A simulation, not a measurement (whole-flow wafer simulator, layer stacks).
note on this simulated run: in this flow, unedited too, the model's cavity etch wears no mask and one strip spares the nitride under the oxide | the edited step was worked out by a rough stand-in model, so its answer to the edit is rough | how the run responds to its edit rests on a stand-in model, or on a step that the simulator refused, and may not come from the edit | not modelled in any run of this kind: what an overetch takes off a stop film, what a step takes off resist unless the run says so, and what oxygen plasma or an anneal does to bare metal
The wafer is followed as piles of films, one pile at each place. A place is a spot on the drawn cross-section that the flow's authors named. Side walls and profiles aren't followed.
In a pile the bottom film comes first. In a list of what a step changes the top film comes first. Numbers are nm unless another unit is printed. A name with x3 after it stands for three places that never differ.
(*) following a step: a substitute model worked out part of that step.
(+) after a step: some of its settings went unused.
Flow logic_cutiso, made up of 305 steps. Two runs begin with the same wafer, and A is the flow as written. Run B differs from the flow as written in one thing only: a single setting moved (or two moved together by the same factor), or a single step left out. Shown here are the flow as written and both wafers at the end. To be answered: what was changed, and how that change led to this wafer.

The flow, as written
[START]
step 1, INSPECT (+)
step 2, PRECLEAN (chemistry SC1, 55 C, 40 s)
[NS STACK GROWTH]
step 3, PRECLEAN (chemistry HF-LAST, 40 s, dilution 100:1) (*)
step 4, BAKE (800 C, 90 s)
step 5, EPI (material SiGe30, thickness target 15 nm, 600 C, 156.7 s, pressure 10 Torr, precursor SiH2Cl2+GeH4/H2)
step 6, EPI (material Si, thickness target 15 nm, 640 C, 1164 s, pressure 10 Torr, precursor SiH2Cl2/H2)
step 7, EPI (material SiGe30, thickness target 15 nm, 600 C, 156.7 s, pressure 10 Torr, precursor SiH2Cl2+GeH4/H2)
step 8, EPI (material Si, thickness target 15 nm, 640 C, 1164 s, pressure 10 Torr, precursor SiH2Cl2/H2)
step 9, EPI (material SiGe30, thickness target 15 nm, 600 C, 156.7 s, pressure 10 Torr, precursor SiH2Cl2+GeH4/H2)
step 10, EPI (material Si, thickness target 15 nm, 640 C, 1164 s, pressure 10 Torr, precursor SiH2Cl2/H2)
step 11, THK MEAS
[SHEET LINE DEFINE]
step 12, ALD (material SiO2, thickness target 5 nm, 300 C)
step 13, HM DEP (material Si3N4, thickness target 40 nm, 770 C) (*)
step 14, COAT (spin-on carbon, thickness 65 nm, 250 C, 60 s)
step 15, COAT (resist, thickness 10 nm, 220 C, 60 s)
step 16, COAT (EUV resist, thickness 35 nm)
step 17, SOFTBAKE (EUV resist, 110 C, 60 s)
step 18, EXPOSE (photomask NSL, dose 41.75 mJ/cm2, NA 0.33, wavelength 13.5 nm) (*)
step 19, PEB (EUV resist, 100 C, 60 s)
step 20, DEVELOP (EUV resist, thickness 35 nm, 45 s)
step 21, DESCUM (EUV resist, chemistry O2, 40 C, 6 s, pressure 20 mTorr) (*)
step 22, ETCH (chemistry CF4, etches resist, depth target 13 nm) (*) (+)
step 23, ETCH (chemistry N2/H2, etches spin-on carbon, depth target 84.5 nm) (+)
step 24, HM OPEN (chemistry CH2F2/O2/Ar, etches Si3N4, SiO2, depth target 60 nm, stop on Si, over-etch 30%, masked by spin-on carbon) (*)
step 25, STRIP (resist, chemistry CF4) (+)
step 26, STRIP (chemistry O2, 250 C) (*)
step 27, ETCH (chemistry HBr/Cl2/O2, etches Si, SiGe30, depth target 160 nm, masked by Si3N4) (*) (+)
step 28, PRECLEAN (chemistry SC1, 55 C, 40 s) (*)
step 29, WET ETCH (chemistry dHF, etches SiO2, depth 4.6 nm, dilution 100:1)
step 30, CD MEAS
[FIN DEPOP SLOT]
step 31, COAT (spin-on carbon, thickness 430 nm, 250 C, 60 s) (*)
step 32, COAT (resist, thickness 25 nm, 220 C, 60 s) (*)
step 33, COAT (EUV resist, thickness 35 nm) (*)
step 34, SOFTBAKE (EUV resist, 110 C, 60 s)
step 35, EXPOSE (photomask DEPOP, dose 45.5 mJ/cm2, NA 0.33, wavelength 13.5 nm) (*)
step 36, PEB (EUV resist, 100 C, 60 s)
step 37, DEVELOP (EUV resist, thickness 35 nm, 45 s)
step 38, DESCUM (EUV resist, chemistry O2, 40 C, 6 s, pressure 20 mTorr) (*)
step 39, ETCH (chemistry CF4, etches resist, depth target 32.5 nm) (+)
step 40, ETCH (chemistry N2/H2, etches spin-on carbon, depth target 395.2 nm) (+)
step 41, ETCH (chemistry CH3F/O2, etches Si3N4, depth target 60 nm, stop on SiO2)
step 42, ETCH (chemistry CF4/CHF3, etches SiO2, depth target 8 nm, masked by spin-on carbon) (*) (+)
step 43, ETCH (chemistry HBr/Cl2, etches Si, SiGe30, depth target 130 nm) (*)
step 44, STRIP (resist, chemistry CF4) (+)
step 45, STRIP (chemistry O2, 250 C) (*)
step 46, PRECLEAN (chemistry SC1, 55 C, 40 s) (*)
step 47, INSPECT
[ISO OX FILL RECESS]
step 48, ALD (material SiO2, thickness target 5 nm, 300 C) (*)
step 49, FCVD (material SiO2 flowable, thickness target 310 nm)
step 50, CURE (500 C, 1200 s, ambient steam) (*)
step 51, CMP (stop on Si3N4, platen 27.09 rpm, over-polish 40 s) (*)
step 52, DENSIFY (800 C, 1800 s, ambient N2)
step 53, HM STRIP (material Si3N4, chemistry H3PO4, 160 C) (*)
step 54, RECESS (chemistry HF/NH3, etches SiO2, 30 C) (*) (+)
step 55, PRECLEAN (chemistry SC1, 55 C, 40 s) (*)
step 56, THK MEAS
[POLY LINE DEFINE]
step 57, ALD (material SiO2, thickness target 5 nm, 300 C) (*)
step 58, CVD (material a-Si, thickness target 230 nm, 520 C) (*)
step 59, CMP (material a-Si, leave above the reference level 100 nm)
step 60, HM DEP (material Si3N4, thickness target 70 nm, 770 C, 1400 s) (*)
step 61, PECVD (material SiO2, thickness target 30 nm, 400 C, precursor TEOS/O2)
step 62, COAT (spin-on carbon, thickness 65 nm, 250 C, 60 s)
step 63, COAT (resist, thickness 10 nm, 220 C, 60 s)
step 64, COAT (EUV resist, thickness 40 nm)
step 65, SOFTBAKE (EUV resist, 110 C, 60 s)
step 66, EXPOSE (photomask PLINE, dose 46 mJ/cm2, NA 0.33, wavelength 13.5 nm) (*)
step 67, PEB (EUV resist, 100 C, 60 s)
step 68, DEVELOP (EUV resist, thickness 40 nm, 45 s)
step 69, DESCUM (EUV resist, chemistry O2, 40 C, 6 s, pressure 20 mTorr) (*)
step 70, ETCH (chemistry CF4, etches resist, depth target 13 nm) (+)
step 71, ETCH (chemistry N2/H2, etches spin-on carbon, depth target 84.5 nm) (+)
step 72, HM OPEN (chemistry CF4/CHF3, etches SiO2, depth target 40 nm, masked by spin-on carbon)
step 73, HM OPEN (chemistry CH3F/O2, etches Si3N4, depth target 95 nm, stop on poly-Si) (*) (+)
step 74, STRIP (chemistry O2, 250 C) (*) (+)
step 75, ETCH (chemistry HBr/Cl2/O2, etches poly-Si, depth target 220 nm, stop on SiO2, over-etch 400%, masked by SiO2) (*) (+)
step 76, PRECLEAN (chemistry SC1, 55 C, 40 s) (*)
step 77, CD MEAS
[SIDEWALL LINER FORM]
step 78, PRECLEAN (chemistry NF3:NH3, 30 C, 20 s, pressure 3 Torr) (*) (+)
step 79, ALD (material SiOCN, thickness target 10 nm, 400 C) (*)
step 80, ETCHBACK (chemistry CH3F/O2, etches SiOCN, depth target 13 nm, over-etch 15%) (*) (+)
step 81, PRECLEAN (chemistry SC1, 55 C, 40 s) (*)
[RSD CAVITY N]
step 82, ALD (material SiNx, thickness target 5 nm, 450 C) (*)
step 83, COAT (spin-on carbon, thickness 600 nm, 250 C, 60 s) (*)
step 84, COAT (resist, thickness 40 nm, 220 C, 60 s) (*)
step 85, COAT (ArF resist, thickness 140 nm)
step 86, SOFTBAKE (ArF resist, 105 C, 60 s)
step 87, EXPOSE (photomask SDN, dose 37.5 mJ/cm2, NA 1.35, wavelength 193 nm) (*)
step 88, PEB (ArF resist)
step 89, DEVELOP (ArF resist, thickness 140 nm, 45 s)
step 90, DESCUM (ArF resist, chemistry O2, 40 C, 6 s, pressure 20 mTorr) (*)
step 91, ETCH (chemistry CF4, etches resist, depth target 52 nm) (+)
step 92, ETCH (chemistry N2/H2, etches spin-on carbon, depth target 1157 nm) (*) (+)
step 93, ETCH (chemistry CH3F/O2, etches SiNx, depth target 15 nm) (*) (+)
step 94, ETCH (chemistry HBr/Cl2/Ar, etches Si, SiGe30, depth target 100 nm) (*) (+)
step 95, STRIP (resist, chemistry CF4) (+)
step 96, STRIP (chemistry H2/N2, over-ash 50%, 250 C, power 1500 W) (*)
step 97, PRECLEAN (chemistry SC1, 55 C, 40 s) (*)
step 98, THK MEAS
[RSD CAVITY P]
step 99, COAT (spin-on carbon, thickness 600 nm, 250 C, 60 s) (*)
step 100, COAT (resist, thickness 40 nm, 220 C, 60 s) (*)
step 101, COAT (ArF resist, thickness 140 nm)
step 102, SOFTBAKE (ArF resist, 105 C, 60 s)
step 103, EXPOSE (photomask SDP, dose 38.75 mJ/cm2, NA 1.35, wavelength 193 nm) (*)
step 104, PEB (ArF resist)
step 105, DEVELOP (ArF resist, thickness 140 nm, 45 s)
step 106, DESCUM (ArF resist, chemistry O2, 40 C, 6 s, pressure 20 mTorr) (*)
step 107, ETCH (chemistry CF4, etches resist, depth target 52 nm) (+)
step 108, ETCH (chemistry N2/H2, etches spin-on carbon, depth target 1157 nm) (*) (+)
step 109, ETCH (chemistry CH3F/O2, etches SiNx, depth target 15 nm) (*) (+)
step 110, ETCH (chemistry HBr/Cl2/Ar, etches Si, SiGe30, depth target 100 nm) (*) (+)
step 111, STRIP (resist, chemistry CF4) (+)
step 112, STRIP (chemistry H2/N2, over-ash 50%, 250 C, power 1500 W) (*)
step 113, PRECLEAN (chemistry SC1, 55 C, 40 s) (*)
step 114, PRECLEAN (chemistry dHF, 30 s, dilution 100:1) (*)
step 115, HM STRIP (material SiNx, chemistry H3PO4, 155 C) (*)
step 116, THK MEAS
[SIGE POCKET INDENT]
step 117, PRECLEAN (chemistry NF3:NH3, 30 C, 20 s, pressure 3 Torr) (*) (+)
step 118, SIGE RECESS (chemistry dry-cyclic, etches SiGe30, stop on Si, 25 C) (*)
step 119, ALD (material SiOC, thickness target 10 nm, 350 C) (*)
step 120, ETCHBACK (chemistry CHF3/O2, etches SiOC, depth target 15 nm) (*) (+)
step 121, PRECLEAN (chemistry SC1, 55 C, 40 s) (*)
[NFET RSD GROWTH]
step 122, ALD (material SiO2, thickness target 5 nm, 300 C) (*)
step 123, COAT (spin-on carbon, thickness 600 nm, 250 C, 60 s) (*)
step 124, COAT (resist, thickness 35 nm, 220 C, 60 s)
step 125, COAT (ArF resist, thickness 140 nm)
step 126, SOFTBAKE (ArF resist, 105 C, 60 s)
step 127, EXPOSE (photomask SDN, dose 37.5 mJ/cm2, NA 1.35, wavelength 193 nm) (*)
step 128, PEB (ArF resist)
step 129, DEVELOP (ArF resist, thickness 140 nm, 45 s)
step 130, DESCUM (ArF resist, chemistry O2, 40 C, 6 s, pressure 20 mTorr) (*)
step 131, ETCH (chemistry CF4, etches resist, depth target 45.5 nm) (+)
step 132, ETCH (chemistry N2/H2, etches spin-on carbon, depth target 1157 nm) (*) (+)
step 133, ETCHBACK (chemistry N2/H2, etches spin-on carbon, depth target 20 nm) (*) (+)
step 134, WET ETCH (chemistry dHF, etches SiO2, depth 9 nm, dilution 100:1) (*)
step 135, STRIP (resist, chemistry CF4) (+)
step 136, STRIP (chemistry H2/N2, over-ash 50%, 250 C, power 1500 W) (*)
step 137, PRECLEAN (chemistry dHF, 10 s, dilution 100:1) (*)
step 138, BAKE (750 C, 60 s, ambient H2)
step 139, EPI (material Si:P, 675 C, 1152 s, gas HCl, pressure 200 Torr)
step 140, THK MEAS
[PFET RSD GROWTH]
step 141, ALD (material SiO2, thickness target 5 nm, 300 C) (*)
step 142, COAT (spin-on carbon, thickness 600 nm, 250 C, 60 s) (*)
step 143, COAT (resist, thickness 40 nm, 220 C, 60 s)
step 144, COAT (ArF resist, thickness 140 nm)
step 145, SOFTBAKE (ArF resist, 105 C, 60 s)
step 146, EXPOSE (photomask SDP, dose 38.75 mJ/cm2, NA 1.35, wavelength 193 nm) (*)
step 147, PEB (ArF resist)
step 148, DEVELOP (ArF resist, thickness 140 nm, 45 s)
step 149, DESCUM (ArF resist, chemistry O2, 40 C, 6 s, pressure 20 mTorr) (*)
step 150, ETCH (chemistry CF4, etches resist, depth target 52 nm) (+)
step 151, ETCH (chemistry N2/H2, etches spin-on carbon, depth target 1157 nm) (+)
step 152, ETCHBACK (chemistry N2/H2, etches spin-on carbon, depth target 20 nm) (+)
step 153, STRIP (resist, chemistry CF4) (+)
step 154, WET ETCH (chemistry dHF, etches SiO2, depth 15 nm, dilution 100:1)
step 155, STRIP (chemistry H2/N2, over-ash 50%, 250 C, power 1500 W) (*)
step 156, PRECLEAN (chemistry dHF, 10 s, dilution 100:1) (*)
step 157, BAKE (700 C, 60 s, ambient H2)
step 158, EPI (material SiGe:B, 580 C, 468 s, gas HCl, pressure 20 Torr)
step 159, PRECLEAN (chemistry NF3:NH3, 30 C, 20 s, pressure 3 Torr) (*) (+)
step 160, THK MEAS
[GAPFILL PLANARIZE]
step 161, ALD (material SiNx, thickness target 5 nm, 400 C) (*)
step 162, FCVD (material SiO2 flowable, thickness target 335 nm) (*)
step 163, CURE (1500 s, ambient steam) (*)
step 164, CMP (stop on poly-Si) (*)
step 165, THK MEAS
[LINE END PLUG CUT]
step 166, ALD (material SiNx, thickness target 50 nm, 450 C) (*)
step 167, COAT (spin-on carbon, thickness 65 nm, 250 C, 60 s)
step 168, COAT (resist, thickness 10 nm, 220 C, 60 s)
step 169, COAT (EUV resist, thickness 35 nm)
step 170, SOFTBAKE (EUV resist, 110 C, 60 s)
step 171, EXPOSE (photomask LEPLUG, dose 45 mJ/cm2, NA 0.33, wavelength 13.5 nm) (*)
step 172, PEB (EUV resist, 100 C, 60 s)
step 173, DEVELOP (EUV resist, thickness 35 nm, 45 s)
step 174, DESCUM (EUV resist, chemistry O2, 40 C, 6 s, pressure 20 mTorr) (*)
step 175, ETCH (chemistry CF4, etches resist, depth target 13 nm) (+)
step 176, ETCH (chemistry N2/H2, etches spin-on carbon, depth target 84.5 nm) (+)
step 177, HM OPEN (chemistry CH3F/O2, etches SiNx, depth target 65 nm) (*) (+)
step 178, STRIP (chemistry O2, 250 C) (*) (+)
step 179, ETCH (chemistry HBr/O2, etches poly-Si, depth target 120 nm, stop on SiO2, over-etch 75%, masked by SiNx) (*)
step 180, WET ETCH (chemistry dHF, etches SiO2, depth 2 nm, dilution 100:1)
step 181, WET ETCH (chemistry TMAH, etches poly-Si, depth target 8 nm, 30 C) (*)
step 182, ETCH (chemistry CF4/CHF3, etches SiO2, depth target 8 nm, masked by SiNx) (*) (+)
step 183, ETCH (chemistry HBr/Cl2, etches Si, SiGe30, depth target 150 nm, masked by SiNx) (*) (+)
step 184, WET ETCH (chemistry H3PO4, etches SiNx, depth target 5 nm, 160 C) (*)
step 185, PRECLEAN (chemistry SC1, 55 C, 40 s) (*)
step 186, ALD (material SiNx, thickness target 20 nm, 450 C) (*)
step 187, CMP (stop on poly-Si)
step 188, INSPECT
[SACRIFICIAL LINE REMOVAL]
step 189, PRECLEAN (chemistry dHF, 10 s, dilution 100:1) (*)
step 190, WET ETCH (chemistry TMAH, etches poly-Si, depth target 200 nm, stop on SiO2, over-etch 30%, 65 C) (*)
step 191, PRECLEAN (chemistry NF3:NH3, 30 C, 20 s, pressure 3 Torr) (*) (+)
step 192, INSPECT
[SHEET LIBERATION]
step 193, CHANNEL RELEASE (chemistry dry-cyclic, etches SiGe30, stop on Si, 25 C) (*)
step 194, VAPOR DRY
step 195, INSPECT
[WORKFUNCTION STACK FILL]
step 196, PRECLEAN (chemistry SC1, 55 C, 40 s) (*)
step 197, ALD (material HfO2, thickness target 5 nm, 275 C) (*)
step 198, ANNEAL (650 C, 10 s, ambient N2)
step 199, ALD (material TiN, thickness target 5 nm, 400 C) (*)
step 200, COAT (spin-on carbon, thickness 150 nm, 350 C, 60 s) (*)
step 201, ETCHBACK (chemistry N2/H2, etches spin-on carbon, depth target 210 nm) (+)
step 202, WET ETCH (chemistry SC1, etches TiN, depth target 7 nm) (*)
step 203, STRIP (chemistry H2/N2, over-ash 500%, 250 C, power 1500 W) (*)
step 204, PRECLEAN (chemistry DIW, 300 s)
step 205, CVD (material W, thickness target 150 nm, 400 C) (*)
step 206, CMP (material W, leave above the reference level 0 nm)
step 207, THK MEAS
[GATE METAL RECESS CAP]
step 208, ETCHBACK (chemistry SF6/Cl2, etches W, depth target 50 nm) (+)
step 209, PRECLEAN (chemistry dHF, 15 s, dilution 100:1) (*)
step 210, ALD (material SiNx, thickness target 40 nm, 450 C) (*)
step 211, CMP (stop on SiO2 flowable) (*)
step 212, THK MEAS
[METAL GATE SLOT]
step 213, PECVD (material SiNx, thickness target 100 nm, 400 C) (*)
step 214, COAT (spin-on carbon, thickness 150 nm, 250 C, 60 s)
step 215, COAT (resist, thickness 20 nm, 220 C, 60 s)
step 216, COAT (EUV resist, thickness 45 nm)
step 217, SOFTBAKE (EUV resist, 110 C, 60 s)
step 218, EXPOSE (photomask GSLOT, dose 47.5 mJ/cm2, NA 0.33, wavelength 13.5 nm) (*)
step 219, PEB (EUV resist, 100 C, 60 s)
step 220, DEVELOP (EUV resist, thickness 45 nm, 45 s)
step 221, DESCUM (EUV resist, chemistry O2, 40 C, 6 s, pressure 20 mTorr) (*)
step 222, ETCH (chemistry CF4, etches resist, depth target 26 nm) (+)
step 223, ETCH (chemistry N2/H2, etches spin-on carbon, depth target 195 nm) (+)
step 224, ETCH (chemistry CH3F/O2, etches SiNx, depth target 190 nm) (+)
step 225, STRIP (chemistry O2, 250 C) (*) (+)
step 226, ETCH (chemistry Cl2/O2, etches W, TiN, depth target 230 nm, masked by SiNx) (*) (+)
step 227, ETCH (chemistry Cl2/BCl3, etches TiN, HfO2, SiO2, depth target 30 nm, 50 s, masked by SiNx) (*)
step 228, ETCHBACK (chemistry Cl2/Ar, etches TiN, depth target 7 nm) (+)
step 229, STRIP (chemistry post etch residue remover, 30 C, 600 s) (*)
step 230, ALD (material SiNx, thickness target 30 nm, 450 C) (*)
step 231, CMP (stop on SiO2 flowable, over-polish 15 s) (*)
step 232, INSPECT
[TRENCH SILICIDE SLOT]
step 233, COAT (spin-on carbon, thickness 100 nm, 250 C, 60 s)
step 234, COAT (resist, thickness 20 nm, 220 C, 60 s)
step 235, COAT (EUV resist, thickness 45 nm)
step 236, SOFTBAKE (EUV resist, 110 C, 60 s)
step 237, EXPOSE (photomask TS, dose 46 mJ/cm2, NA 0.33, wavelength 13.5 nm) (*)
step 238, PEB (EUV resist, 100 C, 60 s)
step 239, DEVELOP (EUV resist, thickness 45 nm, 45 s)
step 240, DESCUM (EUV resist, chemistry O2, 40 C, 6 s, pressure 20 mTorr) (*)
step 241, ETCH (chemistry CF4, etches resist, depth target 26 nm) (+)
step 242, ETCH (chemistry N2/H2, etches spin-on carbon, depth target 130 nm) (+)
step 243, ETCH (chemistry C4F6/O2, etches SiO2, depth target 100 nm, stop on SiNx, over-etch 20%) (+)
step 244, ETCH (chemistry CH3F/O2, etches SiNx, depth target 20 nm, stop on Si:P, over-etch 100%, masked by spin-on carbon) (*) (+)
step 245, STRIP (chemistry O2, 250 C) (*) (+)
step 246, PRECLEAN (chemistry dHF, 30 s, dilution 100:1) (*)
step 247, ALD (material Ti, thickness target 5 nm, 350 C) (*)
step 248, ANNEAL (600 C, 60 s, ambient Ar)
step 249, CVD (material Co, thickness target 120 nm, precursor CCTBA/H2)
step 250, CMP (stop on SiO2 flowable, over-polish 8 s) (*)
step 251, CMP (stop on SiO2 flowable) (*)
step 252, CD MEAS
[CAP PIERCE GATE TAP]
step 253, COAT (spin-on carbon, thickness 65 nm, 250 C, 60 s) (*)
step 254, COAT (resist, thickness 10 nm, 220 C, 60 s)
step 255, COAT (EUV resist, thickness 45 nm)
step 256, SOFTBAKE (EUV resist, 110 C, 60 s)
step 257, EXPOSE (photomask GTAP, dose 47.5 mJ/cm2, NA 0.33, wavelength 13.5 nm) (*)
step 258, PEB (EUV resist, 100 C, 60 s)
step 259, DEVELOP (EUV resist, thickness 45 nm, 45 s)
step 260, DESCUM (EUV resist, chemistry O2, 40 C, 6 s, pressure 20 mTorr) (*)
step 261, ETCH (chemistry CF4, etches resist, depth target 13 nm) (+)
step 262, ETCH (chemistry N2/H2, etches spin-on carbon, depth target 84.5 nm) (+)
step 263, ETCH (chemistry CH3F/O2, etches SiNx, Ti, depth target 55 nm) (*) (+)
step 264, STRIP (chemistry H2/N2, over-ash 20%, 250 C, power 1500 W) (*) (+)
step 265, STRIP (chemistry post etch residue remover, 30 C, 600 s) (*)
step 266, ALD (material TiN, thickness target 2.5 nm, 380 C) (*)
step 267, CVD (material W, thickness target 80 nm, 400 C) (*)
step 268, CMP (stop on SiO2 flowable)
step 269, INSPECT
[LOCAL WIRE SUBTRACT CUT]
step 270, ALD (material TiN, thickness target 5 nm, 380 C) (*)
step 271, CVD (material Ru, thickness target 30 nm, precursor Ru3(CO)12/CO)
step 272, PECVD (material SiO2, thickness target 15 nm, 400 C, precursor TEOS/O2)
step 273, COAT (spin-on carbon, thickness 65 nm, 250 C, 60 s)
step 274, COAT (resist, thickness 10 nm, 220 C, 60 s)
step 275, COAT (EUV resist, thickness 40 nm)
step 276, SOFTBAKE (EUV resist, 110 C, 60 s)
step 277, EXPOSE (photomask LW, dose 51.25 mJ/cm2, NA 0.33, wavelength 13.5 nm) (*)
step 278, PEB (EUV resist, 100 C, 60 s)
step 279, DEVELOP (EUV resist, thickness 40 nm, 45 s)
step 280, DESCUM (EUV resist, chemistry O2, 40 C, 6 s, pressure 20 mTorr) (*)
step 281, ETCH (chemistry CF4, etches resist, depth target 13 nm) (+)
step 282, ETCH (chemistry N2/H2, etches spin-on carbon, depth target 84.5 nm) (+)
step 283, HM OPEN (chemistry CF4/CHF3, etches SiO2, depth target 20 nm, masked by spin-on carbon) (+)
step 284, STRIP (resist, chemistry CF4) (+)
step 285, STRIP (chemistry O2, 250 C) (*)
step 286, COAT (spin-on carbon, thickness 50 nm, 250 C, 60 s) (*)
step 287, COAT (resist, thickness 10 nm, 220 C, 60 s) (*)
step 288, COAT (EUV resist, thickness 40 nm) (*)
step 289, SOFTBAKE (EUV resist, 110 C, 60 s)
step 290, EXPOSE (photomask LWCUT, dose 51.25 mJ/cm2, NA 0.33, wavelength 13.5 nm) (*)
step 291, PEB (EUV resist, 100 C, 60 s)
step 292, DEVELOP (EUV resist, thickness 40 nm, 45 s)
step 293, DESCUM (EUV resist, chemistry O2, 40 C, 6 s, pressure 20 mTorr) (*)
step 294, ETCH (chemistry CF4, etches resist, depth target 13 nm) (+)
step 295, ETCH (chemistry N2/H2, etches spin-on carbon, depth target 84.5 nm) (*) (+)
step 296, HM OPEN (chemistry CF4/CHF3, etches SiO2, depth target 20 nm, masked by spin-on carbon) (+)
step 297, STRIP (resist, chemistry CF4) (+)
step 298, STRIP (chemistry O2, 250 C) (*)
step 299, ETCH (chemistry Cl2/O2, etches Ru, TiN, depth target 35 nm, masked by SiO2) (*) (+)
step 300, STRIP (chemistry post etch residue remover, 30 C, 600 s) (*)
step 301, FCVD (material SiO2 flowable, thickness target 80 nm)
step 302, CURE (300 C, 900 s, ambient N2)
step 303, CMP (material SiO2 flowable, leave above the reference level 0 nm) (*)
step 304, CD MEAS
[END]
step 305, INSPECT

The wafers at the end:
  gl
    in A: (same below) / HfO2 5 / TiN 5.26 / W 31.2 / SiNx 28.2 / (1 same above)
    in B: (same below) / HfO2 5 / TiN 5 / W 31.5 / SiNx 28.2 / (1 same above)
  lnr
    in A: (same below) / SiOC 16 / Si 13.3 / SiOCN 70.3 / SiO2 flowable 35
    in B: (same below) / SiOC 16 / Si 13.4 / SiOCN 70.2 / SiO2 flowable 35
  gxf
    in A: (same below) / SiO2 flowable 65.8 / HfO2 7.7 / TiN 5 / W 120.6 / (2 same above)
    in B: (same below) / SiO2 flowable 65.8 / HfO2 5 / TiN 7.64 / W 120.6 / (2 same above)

What caused this: step 75, ETCH: over-etch 200% was run, whereas the flow has over-etch 400%.

How this came from the change, step by step:
  step 75, ETCH (chemistry HBr/Cl2/O2, etches poly-Si, depth target 220 nm, stop on SiO2, over-etch 400%, masked by SiO2) (*) (+)
      lnr, lnrp, lnrt, rsdn, rsdp, rsdw, rsdx: A -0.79 chemical SiO2 (all of it), -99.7 poly-Si (all of it), -5 SiO2 (all of it) | B -0.79 chemical SiO2 (all of it), -99.7 poly-Si (all of it), -2.8 SiO2
      depop, dpovl, gfld and 10 more: A -9.58 SiO2 | B -7.69 SiO2
      (also at 2 further places)
  step 78, PRECLEAN (chemistry NF3:NH3, 30 C, 20 s, pressure 3 Torr) (*) (+)
      lnr, lnrp, lnrt, rsdn, rsdp, rsdw, rsdx: A -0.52 chemical SiO2 (all of it) | B -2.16 SiO2 (all of it), -0.49 chemical SiO2 (all of it)
      iso, lnri: A -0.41 SiO2 (all of it), -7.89 SiO2 flowable | B -2.6 SiO2 (all of it), -5.35 SiO2 flowable
  step 120, ETCHBACK (chemistry CHF3/O2, etches SiOC, depth target 15 nm) (*) (+)
      gl, tap: A -10 SiOC (all of it), -4.21 SiO2 (all of it), -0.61 Si3N4 | B -10 SiOC (all of it), -5 SiO2
      glp: A -10 SiOC (all of it), -4.25 SiO2 (all of it), -0.58 Si3N4 | B -10 SiOC (all of it), -5 SiO2
      (also at 2 further places)
  step 122, ALD (material SiO2, thickness target 5 nm, 300 C) (*)
      gl, glp, tap: A +5 SiO2 (new film) | B +5 SiO2
      gxn: A +6.76 SiO2 (new film) | B +7.05 SiO2
      (also at 1 further place)
  step 132, ETCH (chemistry N2/H2, etches spin-on carbon, depth target 1157 nm) (*) (+)
      gl, tap: A -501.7 spin-on carbon (all of it), -5 SiO2 (all of it), -0.5 Si3N4 | B -501.6 spin-on carbon (all of it), -6.06 SiO2 (all of it)
  step 133, ETCHBACK (chemistry N2/H2, etches spin-on carbon, depth target 20 nm) (*) (+)
      gxn: A -0.7 SiO2 (all of it), -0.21 Si3N4 | B -1.11 SiO2
  step 134, WET ETCH (chemistry dHF, etches SiO2, depth 9 nm, dilution 100:1) (*)
      gxn: A -0.34 Si3N4 | B -1.9 SiO2 (all of it), -0.21 Si3N4
  step 141, ALD (material SiO2, thickness target 5 nm, 300 C) (*)
      gxn: A +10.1 SiO2 (new film) | B +11.6 SiO2 (new film)
  step 153, STRIP (resist, chemistry CF4) (+)
      gxp: A -3.06 SiO2 (all of it) | B -5.33 SiO2
      glp: A -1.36 SiO2 (all of it) | B -2.43 SiO2 (all of it)
  step 161, ALD (material SiNx, thickness target 5 nm, 400 C) (*)
      gxp: A +5 SiNx (new film) | B +5.65 SiNx (new film)
  step 164, CMP (stop on poly-Si) (*)
      depop, dpovl, isow, ns, nsgap: A -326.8 SiO2 flowable (all of it), -5 SiNx (all of it), -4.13 SiO2 (all of it), -70 Si3N4 (all of it) | B -326.8 SiO2 flowable (all of it), -5 SiNx (all of it), -6.02 SiO2 (all of it), -70 Si3N4 (all of it)
      gfld, gxf: A -251.9 SiO2 flowable (all of it), -5 SiNx (all of it), -4.13 SiO2 (all of it), -70 Si3N4 (all of it) | B -251.6 SiO2 flowable (all of it), -5 SiNx (all of it), -6.02 SiO2 (all of it), -70 Si3N4 (all of it)
      (also at 9 further places)
  step 197, ALD (material HfO2, thickness target 5 nm, 275 C) (*)
      gxf: A +7.7 HfO2 (new film) | B +5 HfO2 (new film)
  step 199, ALD (material TiN, thickness target 5 nm, 400 C) (*)
      gfld: A +7.64 TiN (new film) | B +5.6 TiN (new film)
      gxf: A +5 TiN (new film) | B +7.64 TiN (new film)
  step 226, ETCH (chemistry Cl2/O2, etches W, TiN, depth target 230 nm, masked by SiNx) (*) (+)
      gfld: A -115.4 W (all of it), -7.64 TiN (all of it), -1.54 HfO2 | B -117.5 W (all of it), -5.6 TiN (all of it), -1.54 HfO2
